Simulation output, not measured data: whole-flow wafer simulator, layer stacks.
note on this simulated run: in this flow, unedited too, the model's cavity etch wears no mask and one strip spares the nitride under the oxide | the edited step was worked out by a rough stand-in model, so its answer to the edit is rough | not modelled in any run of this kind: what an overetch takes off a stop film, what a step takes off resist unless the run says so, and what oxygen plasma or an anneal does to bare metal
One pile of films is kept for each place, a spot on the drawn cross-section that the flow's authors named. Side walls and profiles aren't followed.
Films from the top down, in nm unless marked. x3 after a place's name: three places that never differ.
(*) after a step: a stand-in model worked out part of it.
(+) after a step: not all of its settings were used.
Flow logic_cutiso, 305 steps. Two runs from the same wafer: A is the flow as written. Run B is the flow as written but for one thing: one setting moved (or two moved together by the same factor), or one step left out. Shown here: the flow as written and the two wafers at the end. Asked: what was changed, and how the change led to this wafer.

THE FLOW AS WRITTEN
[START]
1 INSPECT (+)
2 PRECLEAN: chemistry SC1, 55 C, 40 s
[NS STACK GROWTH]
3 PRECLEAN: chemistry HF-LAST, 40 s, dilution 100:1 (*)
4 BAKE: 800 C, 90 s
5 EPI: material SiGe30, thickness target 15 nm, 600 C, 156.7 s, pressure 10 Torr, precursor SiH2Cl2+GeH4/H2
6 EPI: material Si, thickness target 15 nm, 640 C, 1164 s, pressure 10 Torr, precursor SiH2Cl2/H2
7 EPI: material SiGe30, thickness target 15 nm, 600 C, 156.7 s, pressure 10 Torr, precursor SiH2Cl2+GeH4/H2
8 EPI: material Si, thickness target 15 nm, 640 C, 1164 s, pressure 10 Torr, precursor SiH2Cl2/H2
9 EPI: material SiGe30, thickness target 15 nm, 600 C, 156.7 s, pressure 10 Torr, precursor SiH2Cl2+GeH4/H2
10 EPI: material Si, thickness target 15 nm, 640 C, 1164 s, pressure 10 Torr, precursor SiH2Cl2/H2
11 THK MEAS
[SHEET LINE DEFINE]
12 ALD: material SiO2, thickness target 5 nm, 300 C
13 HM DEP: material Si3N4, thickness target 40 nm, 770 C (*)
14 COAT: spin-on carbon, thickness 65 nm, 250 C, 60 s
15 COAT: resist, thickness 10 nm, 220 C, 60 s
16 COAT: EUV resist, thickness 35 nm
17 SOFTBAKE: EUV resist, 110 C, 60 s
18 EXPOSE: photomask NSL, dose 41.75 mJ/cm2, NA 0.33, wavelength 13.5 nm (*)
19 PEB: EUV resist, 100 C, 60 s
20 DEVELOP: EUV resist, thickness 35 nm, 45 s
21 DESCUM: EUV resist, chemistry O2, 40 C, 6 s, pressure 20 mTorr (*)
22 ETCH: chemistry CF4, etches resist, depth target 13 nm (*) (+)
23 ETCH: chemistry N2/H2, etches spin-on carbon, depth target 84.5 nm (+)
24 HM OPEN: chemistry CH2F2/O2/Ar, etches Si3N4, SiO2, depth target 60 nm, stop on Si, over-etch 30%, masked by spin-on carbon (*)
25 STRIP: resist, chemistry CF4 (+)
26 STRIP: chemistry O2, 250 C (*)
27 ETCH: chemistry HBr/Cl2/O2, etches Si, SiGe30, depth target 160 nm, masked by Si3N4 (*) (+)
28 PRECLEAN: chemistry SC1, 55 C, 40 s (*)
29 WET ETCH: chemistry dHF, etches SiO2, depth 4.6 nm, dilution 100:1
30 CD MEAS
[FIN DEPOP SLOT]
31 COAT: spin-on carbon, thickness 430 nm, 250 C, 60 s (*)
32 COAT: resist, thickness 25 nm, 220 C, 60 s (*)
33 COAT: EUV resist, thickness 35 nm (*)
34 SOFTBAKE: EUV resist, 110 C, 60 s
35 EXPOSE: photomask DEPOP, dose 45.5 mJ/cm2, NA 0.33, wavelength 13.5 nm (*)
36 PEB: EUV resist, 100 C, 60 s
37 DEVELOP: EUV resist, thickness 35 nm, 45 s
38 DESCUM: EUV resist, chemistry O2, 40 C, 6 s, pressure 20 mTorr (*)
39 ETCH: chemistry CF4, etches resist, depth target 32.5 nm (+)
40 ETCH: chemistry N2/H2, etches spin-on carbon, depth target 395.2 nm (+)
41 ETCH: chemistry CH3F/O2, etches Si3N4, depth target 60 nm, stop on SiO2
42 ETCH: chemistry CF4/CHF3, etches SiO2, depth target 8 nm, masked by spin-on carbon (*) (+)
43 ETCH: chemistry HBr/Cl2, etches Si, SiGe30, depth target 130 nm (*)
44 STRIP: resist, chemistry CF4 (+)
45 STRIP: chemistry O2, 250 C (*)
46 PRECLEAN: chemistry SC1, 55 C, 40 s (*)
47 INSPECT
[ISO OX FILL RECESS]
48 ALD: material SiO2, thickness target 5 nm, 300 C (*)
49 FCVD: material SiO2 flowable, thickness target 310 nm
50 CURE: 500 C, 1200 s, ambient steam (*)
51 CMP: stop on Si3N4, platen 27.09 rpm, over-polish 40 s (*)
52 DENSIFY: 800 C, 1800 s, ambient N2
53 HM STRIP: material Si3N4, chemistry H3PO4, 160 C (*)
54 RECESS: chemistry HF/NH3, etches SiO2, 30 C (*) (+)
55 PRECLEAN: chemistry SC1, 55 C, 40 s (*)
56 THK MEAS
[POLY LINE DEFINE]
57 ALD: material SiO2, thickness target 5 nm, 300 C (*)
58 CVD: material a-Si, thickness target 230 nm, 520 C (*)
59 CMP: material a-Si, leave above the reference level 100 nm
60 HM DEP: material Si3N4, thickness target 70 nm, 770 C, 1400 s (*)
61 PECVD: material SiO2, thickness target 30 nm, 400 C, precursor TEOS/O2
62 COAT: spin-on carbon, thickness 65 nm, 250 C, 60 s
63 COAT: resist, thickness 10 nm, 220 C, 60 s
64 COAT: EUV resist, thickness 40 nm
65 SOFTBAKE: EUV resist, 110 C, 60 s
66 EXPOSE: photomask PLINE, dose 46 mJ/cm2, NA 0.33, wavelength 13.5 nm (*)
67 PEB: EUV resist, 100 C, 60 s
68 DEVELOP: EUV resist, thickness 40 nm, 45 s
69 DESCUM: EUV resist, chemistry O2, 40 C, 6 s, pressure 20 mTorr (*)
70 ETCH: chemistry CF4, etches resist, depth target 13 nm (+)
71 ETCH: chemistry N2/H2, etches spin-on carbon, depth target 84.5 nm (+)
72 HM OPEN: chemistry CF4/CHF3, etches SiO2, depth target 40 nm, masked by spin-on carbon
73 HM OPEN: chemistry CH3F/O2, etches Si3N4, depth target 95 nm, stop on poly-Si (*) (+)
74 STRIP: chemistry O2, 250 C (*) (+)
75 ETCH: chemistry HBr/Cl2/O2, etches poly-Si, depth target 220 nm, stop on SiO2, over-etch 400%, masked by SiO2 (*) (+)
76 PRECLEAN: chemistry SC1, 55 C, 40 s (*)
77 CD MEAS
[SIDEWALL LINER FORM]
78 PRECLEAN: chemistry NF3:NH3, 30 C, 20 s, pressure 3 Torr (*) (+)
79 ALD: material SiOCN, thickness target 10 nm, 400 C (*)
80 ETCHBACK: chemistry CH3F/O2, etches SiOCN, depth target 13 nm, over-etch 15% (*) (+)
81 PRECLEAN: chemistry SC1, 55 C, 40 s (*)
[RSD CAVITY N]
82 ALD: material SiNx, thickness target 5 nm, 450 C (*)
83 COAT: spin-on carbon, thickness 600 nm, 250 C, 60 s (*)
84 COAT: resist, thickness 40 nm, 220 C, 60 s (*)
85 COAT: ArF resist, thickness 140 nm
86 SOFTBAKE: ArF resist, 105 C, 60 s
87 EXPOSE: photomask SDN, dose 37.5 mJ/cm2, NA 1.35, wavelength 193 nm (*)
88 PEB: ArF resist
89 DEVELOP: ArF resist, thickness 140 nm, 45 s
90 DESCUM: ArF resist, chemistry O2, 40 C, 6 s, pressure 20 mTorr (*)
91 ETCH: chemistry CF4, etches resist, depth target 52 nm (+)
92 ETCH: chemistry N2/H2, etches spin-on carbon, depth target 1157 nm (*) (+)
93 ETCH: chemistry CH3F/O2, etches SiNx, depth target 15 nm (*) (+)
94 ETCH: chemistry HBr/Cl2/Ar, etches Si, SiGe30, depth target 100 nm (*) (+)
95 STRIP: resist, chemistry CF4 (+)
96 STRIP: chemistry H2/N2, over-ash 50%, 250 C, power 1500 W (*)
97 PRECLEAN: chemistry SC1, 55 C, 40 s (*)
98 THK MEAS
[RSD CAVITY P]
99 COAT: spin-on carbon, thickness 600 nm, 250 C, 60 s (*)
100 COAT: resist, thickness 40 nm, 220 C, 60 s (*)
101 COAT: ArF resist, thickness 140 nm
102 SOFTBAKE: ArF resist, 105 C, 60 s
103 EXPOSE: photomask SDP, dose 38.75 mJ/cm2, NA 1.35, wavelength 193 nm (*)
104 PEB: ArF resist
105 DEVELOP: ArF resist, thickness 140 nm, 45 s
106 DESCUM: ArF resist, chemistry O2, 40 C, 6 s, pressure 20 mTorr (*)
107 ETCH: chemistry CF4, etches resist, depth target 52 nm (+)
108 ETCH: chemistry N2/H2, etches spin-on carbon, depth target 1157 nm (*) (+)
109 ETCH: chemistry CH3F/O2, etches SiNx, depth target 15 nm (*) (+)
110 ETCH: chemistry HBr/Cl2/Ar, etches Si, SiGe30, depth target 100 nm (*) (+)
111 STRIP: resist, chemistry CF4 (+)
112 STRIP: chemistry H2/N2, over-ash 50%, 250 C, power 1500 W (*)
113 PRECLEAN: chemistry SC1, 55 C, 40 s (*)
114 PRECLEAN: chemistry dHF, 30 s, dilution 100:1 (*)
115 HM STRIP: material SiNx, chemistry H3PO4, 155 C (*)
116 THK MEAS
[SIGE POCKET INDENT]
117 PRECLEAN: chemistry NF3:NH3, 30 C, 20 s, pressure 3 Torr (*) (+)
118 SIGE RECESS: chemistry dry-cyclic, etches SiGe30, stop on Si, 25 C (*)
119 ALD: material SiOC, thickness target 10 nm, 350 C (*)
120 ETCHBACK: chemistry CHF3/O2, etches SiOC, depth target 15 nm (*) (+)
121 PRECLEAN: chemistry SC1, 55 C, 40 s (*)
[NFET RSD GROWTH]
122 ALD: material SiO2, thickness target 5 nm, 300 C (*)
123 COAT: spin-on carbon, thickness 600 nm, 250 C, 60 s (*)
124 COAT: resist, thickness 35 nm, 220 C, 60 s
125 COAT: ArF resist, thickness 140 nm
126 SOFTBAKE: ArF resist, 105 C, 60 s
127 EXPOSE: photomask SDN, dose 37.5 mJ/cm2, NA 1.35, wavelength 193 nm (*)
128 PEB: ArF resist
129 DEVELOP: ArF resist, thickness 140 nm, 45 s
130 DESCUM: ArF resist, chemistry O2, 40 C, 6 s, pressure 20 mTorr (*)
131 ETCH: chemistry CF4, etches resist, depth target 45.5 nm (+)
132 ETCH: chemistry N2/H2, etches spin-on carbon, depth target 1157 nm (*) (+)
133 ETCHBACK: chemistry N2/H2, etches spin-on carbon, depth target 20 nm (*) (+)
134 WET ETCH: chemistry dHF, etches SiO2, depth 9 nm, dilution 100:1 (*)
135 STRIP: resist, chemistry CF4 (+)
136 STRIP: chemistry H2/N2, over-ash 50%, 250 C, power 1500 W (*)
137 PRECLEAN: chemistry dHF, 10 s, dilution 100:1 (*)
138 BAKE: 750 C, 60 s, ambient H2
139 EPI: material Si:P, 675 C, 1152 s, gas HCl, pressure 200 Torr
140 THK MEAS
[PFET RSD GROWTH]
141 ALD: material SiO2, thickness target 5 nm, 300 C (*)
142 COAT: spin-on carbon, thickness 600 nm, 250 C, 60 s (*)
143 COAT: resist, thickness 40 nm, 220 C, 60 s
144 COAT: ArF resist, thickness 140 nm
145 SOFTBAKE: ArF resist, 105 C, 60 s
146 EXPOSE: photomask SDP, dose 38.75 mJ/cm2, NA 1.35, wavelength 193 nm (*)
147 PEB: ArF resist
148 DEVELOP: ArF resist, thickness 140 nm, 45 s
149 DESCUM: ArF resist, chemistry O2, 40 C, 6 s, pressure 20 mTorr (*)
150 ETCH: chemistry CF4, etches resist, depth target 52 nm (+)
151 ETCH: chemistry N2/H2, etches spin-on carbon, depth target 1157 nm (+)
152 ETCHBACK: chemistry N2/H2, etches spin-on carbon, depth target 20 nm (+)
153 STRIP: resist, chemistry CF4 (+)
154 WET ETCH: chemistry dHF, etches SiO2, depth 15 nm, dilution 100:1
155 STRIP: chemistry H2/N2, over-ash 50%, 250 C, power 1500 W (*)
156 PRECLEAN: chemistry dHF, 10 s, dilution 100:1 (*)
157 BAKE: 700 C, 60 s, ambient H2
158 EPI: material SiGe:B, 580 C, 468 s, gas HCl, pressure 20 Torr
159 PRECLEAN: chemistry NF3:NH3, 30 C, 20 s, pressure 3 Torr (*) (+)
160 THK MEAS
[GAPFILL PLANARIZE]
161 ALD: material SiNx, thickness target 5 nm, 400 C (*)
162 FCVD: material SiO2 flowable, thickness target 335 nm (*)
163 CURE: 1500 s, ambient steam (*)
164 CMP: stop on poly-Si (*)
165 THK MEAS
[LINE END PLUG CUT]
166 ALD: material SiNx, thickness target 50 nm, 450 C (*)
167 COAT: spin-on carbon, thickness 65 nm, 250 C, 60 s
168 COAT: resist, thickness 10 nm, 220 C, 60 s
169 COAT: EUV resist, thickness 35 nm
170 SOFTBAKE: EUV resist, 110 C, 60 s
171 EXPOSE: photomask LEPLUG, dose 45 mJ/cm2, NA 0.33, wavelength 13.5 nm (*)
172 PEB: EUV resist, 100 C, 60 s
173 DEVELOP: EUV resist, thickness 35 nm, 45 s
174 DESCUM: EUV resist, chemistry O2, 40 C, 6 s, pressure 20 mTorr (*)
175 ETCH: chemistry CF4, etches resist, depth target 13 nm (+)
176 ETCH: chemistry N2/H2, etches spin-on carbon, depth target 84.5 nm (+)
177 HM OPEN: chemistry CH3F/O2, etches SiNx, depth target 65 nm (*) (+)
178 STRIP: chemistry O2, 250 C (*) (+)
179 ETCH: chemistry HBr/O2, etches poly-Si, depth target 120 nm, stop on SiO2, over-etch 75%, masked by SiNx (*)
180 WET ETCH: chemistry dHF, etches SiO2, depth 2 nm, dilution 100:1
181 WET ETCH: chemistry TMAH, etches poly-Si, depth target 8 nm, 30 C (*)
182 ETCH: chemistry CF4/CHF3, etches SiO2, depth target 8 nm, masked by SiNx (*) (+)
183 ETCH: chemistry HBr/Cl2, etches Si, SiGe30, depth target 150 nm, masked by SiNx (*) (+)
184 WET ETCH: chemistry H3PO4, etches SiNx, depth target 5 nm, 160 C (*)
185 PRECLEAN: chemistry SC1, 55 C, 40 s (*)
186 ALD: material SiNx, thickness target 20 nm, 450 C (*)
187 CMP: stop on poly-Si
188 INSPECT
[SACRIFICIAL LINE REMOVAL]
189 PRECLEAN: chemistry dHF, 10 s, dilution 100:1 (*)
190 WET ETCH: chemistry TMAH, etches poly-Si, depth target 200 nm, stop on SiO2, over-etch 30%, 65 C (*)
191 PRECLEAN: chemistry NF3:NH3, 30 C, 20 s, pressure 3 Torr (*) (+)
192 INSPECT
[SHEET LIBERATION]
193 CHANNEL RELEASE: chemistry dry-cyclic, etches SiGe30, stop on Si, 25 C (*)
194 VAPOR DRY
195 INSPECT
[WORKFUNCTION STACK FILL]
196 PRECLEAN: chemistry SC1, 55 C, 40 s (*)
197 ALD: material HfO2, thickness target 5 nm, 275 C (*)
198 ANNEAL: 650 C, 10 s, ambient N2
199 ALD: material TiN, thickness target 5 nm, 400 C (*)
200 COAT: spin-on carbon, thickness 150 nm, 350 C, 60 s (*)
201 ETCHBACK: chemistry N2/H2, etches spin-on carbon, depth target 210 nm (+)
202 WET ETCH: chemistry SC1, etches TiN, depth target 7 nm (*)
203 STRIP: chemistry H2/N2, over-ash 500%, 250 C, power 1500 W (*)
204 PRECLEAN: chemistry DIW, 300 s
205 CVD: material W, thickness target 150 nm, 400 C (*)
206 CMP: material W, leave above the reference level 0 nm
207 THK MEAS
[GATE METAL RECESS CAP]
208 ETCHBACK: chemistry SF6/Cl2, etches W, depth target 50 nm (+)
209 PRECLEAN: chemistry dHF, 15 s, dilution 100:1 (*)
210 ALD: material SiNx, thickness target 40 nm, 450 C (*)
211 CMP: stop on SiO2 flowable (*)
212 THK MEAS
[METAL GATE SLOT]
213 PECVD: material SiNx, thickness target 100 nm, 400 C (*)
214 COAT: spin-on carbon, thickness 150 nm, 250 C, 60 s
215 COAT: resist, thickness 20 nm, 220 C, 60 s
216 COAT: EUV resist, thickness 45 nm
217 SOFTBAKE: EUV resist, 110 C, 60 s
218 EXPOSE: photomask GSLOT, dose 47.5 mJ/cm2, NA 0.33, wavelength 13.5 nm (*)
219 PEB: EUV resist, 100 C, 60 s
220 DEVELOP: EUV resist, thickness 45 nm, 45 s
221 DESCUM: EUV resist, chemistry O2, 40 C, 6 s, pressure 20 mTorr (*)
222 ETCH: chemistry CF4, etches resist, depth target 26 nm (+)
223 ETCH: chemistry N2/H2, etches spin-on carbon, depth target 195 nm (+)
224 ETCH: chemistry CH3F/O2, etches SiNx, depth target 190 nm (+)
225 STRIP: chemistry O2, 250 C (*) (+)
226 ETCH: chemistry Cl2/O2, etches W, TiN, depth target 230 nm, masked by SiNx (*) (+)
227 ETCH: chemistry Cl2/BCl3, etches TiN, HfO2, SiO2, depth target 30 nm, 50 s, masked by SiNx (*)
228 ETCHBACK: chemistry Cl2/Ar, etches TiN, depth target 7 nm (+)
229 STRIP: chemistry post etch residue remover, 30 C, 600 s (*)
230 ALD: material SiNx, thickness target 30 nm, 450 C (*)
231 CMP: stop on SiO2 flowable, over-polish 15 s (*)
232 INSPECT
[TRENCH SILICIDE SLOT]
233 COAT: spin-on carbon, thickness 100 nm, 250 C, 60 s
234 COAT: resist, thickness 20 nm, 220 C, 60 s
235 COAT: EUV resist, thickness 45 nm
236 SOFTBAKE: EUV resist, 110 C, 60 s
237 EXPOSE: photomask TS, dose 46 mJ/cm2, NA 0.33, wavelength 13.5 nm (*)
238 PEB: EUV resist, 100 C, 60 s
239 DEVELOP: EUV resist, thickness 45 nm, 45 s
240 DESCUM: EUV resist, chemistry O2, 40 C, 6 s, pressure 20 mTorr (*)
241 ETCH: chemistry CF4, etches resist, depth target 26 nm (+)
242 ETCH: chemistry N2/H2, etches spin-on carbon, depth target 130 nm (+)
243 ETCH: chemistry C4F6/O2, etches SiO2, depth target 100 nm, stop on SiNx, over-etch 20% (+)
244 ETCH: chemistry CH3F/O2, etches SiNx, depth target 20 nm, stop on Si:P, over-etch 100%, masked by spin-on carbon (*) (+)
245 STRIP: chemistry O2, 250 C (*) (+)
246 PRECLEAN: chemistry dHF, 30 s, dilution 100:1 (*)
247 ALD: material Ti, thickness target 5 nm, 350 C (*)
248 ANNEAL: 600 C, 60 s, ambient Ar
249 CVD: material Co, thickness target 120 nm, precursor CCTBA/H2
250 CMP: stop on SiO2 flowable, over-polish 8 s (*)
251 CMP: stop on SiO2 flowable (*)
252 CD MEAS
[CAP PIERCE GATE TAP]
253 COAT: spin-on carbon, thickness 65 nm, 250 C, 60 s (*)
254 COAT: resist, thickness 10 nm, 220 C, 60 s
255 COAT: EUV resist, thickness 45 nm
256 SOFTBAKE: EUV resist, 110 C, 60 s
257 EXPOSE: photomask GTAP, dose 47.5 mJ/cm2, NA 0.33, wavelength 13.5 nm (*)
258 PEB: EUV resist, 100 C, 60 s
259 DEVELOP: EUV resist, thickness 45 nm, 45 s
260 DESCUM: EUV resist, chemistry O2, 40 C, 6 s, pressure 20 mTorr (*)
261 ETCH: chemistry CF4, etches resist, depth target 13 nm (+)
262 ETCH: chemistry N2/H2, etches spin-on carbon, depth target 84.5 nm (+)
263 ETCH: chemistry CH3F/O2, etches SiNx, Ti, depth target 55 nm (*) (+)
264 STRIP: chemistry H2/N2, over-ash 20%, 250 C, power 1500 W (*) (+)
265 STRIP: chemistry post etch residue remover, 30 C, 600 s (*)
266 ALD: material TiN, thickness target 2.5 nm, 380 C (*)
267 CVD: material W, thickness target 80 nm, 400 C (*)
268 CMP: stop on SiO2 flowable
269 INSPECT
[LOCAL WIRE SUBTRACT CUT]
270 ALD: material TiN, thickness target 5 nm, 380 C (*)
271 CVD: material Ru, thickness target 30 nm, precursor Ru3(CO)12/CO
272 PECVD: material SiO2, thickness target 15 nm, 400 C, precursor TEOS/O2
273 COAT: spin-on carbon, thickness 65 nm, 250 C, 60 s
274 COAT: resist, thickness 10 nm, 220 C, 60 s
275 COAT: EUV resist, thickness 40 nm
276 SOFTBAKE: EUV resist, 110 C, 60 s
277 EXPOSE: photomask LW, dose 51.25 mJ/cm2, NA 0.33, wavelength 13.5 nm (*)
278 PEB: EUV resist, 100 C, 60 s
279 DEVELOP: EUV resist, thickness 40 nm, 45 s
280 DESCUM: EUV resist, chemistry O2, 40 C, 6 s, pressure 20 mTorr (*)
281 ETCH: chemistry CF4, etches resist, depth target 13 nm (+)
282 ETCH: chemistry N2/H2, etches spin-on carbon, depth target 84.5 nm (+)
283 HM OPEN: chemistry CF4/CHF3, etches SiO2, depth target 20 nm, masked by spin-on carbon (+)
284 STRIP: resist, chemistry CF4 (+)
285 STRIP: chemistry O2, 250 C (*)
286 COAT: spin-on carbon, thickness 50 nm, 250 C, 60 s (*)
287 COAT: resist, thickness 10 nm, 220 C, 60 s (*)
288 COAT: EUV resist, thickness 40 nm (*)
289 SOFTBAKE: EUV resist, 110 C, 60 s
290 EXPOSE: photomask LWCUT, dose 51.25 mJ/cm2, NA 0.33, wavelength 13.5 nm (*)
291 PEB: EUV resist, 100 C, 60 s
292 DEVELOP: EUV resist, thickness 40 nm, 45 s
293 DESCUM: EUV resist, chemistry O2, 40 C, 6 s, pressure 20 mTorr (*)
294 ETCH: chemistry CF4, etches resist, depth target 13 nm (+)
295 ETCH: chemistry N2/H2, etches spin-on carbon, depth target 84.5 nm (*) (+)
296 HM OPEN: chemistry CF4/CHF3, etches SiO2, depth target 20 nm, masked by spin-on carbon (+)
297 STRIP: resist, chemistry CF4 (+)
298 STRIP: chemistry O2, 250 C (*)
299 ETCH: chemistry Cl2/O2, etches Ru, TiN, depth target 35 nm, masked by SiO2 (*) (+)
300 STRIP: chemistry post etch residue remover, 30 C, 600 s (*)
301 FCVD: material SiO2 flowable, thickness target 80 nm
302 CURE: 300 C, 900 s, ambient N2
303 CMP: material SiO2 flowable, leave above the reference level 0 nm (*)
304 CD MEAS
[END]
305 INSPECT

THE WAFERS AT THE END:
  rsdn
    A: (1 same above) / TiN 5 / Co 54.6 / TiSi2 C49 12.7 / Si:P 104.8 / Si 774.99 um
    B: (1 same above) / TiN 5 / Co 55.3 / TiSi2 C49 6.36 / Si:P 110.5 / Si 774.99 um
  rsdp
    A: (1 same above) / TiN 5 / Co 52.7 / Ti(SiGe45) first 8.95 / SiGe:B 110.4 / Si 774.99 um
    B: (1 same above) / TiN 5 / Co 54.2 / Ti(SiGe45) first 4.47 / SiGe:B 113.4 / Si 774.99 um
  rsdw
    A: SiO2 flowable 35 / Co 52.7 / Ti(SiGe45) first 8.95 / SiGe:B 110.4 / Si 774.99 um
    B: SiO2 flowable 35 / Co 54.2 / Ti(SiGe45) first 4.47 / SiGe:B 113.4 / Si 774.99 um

The cause: step 247, ALD: thickness target 2.5 nm was run, where the flow has thickness target 5 nm.

How the change led to this, step by step:
  247 ALD: material Ti, thickness target 5 nm, 350 C (*)
      depop, dpovl, gfld and 19 more: A Ti +5 (new film) | B Ti +2.5 (new film)
  248 ANNEAL: 600 C, 60 s, ambient Ar
      rsdp, rsdw: A Ti(SiGe45) first +8.95 (new film), Ti -5 (all of it), SiGe:B -5.98 | B Ti(SiGe45) first +4.47 (new film), Ti -2.5 (all of it), SiGe:B -2.99
      rsdn: A TiSi2 C49 +12.7 (new film), Ti -5 (all of it), Si:P -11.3 | B TiSi2 C49 +6.36 (new film), Ti -2.5 (all of it), Si:P -5.67
  250 CMP: stop on SiO2 flowable, over-polish 8 s (*)
      rsdx: A Co -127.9 (all of it) | B Co -125.3
      gl, glp, gxf, gxn, gxp, tap: A Co -120.3 (all of it), Ti -5 (all of it), SiNx -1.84 | B Co -120.3 (all of it), Ti -2.5 (all of it), SiNx -1.84
      (and at 11 more places)
  251 CMP: stop on SiO2 flowable (*)
      rsdx: A Ti -5 (all of it) | B Co -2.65 (all of it), Ti -2.5 (all of it)
      iso: A Co -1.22 (all of it), Ti -4.34 | B Co -3.72 (all of it), Ti -1.84
